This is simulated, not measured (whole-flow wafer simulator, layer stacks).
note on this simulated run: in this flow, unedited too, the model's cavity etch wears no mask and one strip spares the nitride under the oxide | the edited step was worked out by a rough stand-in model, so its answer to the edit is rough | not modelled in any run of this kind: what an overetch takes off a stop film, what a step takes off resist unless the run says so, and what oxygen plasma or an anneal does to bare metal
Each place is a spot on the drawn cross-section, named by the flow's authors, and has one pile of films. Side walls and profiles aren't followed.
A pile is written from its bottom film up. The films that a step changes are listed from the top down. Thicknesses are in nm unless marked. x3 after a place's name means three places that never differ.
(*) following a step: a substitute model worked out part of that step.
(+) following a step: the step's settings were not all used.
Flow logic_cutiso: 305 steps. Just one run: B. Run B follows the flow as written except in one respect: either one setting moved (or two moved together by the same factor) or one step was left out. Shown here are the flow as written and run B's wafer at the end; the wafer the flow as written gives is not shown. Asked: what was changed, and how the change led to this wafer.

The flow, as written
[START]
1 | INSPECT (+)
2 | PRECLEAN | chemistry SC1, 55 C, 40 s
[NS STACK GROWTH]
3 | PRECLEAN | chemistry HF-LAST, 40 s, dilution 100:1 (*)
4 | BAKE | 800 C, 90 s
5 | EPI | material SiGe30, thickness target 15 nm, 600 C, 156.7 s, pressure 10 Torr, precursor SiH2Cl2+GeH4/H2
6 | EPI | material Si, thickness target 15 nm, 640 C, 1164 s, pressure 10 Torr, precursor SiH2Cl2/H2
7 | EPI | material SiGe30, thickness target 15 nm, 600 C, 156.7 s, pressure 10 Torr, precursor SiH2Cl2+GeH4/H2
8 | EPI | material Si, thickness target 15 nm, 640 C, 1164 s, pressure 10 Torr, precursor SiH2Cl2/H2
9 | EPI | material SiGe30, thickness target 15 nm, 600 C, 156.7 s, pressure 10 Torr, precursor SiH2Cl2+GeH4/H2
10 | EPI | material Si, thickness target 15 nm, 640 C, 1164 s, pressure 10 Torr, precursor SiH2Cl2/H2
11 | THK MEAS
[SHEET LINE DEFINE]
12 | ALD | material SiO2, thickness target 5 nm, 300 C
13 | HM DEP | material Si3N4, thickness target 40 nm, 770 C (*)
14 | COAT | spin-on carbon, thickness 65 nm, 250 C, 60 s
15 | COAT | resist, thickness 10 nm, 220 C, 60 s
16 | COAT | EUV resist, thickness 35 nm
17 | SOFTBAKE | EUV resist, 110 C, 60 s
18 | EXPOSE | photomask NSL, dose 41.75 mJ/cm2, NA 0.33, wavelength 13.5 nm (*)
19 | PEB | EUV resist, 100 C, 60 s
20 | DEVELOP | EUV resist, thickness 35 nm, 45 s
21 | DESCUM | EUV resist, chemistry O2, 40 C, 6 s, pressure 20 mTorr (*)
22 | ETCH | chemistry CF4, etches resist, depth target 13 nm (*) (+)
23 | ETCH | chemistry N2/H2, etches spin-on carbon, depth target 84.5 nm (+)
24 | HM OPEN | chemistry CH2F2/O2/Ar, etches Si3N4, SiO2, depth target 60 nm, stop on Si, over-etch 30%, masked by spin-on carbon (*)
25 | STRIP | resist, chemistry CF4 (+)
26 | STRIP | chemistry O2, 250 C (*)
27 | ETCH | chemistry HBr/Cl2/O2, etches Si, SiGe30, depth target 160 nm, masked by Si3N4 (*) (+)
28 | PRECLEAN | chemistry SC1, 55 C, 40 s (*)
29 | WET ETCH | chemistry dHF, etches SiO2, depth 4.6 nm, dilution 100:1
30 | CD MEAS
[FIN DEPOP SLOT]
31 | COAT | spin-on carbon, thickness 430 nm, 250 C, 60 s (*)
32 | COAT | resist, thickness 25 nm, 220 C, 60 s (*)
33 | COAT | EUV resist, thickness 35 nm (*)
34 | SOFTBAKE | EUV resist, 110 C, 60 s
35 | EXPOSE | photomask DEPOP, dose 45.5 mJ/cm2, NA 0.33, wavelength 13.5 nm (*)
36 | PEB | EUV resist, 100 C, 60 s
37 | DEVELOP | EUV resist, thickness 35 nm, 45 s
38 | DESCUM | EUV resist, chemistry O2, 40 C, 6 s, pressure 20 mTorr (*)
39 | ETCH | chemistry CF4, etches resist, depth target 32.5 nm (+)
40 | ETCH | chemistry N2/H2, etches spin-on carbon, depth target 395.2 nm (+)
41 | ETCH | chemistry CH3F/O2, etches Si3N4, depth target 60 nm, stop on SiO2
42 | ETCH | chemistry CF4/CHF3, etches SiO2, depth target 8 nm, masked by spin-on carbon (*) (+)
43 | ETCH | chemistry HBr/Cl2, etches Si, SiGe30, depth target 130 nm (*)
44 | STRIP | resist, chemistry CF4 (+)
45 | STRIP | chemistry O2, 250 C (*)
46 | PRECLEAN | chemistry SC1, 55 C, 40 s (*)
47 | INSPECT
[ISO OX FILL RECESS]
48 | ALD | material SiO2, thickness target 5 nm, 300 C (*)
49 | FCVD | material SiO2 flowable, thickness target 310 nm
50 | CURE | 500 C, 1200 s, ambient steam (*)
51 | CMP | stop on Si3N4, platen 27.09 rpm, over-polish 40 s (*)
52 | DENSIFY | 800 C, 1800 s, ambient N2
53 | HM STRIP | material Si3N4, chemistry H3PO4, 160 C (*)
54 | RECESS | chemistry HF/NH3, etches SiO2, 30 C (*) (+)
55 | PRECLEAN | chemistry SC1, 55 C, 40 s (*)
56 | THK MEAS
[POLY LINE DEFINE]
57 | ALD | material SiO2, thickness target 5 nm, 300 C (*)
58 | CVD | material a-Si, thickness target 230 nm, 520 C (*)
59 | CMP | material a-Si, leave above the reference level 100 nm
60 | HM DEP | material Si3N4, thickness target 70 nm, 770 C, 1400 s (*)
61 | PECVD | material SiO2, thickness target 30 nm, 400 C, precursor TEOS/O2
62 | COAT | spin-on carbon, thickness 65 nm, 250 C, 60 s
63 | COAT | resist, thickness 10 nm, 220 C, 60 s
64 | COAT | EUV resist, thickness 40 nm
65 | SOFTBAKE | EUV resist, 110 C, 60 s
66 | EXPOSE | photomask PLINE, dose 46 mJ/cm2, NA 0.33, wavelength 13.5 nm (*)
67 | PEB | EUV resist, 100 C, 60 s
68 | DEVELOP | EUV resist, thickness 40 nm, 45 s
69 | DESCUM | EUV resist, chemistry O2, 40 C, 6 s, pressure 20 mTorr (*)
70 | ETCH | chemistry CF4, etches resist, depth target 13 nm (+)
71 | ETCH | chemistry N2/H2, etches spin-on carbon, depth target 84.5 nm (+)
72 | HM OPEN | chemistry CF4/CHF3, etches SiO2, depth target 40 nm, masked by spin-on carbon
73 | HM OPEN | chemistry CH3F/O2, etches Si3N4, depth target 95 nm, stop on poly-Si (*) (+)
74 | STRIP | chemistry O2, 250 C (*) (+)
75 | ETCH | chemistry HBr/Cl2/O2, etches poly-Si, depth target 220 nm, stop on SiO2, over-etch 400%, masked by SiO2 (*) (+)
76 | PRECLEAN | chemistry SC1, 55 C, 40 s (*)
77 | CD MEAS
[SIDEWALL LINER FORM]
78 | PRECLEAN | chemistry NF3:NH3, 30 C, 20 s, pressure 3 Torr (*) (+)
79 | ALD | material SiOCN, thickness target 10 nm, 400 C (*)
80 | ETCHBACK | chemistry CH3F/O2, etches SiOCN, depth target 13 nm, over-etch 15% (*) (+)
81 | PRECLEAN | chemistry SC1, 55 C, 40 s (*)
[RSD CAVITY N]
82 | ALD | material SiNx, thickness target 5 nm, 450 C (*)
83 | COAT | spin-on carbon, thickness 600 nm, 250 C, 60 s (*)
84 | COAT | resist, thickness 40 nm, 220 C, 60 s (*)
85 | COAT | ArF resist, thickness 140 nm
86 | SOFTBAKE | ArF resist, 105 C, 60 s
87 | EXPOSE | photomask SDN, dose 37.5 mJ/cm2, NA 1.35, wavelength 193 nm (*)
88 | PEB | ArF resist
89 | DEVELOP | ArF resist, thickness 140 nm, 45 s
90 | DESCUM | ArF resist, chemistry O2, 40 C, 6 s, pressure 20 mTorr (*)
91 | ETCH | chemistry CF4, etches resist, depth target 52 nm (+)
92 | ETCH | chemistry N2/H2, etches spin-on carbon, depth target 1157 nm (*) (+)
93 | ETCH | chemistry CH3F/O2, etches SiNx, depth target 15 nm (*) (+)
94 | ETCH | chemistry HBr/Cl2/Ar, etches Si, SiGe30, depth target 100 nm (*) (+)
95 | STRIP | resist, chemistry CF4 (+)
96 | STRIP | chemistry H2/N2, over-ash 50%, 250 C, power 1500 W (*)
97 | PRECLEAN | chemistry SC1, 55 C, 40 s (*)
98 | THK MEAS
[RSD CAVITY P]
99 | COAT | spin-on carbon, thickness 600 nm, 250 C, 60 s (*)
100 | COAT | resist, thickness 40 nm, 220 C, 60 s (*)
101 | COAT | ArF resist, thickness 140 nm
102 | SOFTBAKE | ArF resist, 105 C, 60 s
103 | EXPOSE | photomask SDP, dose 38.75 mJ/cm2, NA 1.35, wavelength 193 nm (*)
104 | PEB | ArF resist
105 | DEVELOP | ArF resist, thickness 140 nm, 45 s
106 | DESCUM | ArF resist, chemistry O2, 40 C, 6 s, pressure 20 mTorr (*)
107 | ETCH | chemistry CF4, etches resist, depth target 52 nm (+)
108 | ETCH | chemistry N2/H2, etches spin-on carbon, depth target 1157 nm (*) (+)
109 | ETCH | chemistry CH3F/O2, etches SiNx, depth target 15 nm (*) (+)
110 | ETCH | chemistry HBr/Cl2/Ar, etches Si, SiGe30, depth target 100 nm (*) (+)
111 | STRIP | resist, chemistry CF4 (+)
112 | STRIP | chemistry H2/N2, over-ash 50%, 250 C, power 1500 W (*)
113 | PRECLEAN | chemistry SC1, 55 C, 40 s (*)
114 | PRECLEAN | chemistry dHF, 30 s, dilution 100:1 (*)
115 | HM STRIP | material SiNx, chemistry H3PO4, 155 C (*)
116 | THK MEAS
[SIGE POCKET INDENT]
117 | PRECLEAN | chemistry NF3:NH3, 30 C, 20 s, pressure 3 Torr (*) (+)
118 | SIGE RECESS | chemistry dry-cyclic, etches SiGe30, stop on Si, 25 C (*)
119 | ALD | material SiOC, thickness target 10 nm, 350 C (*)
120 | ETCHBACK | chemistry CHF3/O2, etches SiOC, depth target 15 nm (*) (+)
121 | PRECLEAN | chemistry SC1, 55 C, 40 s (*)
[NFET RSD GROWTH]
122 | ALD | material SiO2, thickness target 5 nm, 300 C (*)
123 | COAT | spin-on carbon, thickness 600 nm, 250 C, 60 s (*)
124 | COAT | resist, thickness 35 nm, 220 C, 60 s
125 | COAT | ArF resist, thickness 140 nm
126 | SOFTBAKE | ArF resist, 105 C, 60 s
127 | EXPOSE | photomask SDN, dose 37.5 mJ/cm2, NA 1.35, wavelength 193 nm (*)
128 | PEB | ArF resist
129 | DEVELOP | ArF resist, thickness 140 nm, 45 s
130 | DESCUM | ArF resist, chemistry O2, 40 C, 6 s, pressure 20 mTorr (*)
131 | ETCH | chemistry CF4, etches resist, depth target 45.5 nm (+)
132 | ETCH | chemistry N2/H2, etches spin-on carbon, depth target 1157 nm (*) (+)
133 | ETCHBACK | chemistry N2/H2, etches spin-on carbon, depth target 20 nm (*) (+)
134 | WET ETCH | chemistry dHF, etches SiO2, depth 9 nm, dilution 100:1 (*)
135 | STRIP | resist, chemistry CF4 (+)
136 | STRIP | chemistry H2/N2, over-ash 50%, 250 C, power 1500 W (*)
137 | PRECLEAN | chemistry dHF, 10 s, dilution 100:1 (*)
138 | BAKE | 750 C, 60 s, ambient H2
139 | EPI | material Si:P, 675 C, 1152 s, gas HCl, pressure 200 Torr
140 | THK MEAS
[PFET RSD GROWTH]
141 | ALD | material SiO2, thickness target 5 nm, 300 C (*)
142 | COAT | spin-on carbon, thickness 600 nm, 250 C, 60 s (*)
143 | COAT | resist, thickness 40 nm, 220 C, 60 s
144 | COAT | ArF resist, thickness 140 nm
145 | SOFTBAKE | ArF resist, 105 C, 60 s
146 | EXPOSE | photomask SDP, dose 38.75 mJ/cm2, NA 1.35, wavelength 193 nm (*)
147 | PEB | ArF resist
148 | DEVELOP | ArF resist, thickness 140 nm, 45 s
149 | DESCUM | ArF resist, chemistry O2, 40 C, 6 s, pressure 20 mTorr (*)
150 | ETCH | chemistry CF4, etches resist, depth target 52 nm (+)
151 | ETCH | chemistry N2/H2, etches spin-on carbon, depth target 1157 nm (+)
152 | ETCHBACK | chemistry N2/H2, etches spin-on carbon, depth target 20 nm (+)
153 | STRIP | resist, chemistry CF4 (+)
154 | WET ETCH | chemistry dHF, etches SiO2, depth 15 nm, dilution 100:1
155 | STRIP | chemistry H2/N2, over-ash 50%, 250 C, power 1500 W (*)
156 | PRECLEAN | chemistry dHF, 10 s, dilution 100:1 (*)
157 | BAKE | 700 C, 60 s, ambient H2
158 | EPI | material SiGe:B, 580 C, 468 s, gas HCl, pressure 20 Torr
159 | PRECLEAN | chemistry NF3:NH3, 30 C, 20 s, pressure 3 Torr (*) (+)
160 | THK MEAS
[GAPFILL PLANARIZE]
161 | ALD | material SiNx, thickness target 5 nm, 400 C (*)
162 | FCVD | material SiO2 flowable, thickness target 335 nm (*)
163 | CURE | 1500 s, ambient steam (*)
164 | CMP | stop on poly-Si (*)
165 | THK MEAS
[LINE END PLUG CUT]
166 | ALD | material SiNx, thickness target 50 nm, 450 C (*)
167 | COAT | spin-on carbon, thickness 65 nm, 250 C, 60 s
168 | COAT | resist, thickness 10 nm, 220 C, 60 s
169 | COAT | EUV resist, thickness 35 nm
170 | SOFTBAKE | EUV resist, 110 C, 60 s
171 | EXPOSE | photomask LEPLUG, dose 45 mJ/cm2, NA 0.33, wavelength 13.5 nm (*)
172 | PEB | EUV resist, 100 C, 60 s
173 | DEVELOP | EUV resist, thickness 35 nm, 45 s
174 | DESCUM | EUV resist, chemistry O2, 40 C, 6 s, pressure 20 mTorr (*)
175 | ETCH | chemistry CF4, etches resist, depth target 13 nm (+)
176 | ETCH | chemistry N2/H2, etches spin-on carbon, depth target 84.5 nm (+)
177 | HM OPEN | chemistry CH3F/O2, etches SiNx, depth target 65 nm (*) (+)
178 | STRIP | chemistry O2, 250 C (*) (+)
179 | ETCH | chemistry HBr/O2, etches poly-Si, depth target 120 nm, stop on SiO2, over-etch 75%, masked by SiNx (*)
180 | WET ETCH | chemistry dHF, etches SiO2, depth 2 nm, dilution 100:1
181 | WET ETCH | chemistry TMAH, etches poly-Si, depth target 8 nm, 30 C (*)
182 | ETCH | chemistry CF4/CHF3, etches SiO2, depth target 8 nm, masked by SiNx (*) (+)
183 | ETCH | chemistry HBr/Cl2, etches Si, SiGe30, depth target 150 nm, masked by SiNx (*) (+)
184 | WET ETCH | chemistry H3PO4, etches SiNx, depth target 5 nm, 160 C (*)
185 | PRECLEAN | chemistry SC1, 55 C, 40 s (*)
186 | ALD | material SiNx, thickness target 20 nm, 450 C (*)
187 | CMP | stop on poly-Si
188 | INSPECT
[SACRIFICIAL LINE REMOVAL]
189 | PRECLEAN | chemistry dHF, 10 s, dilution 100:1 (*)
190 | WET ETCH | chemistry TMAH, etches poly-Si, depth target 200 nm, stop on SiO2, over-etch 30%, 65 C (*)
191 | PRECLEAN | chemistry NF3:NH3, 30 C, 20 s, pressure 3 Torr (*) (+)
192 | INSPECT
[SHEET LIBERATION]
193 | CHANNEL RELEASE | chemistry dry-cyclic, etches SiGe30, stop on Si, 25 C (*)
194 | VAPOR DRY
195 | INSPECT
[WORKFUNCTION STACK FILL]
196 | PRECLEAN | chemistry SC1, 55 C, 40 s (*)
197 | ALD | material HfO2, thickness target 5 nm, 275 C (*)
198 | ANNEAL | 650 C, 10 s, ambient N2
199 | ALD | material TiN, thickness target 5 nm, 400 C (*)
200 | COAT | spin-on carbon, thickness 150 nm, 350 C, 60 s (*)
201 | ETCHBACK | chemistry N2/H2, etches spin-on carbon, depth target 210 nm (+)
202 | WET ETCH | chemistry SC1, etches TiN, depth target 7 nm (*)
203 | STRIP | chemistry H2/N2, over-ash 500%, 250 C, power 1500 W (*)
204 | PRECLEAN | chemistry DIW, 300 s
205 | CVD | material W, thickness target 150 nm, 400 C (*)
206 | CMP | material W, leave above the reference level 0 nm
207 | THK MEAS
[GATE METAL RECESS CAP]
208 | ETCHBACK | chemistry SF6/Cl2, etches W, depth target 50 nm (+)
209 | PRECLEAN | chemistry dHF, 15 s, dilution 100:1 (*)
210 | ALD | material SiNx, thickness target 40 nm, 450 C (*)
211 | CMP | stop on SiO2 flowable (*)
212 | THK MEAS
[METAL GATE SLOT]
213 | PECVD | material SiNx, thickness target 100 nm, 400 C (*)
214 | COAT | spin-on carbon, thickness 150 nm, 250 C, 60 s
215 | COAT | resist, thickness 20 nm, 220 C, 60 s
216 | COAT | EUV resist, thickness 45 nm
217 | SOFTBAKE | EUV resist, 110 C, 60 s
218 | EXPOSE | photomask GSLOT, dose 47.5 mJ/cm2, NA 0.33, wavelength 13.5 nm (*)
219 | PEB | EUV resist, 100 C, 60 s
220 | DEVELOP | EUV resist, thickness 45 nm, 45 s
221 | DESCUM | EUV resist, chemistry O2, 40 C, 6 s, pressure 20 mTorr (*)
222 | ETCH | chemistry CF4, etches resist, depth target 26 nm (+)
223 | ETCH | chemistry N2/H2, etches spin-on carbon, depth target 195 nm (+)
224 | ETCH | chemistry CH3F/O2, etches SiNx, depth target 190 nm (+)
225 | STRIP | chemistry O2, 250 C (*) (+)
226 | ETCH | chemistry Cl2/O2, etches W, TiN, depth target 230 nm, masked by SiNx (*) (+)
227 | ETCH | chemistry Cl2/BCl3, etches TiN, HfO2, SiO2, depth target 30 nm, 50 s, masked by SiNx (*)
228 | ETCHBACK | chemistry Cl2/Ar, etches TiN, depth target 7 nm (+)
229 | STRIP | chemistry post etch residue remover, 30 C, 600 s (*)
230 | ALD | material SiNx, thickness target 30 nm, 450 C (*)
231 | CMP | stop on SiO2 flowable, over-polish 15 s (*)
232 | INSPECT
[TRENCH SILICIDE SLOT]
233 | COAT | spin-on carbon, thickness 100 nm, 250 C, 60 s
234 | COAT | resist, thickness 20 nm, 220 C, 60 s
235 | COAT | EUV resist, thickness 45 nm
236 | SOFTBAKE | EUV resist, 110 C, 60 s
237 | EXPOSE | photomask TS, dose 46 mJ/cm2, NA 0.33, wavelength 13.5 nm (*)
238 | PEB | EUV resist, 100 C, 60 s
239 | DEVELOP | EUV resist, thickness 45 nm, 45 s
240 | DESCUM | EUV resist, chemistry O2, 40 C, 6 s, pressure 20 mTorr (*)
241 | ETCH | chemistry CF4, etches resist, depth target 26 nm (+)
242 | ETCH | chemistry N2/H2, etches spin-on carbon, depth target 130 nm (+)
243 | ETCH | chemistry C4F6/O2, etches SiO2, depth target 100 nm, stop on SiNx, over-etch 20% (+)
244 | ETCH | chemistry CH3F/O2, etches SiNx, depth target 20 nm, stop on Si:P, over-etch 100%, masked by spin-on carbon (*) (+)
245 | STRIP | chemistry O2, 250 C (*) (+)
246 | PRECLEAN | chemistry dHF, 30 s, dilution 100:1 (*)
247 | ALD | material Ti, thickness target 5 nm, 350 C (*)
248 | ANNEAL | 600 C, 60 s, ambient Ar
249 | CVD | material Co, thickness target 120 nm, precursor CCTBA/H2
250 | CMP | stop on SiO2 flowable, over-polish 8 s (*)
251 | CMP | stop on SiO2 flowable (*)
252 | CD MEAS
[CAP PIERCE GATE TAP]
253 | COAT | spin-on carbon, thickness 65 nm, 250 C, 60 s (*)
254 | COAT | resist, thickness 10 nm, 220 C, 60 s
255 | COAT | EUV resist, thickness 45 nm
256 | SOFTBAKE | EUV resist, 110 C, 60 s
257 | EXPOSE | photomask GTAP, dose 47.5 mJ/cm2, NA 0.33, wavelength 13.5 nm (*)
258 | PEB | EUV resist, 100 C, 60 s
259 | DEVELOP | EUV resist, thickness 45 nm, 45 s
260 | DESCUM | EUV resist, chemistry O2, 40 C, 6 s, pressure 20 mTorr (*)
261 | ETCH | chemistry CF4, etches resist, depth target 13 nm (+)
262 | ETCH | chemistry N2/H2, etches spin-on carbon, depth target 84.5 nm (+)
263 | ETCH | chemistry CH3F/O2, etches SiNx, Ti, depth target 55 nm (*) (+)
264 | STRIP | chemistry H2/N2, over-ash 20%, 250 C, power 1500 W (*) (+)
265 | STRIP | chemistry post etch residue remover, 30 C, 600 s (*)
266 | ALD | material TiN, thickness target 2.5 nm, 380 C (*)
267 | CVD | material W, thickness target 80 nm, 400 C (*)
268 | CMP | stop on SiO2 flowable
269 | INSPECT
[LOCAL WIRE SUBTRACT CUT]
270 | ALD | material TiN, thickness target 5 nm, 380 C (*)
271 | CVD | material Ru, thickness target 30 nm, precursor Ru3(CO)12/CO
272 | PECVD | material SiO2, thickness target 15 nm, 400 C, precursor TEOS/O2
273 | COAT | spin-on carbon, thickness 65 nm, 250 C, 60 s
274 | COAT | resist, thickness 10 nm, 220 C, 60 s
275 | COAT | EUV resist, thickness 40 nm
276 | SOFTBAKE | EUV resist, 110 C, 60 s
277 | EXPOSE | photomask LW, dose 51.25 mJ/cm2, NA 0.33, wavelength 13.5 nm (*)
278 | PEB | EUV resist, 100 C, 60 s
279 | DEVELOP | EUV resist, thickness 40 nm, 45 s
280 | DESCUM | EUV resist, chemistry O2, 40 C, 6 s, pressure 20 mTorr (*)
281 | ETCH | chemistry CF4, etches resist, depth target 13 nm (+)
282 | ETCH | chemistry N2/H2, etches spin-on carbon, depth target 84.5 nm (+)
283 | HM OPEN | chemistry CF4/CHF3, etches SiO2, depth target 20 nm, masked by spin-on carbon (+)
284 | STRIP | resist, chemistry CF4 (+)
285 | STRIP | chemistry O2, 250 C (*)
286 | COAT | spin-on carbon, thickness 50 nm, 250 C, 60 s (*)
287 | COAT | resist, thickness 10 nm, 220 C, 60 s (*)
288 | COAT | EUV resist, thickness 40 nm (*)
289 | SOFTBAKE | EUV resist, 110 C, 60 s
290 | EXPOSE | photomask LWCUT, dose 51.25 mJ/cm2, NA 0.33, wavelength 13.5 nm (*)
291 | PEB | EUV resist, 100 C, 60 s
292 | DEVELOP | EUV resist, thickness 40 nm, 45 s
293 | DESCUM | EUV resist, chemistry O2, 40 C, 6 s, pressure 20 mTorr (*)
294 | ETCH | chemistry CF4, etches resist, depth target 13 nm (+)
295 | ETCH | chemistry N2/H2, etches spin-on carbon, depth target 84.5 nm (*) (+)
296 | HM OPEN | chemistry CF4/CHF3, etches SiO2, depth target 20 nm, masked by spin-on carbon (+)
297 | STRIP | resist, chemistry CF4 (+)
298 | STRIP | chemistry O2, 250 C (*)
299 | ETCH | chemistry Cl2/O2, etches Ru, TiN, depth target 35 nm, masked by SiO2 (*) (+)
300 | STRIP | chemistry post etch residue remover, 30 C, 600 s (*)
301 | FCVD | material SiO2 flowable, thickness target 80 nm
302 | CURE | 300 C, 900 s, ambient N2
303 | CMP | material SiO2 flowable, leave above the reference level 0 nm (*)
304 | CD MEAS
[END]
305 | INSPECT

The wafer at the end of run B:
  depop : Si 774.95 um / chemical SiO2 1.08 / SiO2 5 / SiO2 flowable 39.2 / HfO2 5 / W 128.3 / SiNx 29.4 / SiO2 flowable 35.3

The reason: step 43, ETCH: depth target 136.5 nm was run, whereas the flow has depth target 130 nm.

The path from the change to this, step by step:
  43 | ETCH | chemistry HBr/Cl2, etches Si, SiGe30, depth target 130 nm (*)
      dpovl, gl, glp and 16 more: spin-on carbon loses 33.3 (as written it would have been: spin-on carbon loses 32)
      depop: Si loses 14 (all of it), SiGe30 loses 15 (all of it), Si loses 15 (all of it), SiGe30 loses 15 (all of it), Si loses 15 (all of it), SiGe30 loses 15 (all of it), Si loses 47.5 (as written it would have been: Si loses 14 (all of it), SiGe30 loses 15 (all of it), Si loses 15 (all of it), SiGe30 loses 15 (all of it), Si loses 15 (all of it), SiGe30 loses 15 (all of it), Si loses 41)
      (and at 2 other places as well)
  45 | STRIP | chemistry O2, 250 C (*)
      dpovl: chemical SiO2 gains 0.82 (new film), spin-on carbon loses 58 (all of it), Si loses 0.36 (as written it would have been: chemical SiO2 gains 0.82 (new film), spin-on carbon loses 59.3 (all of it), Si loses 0.36)
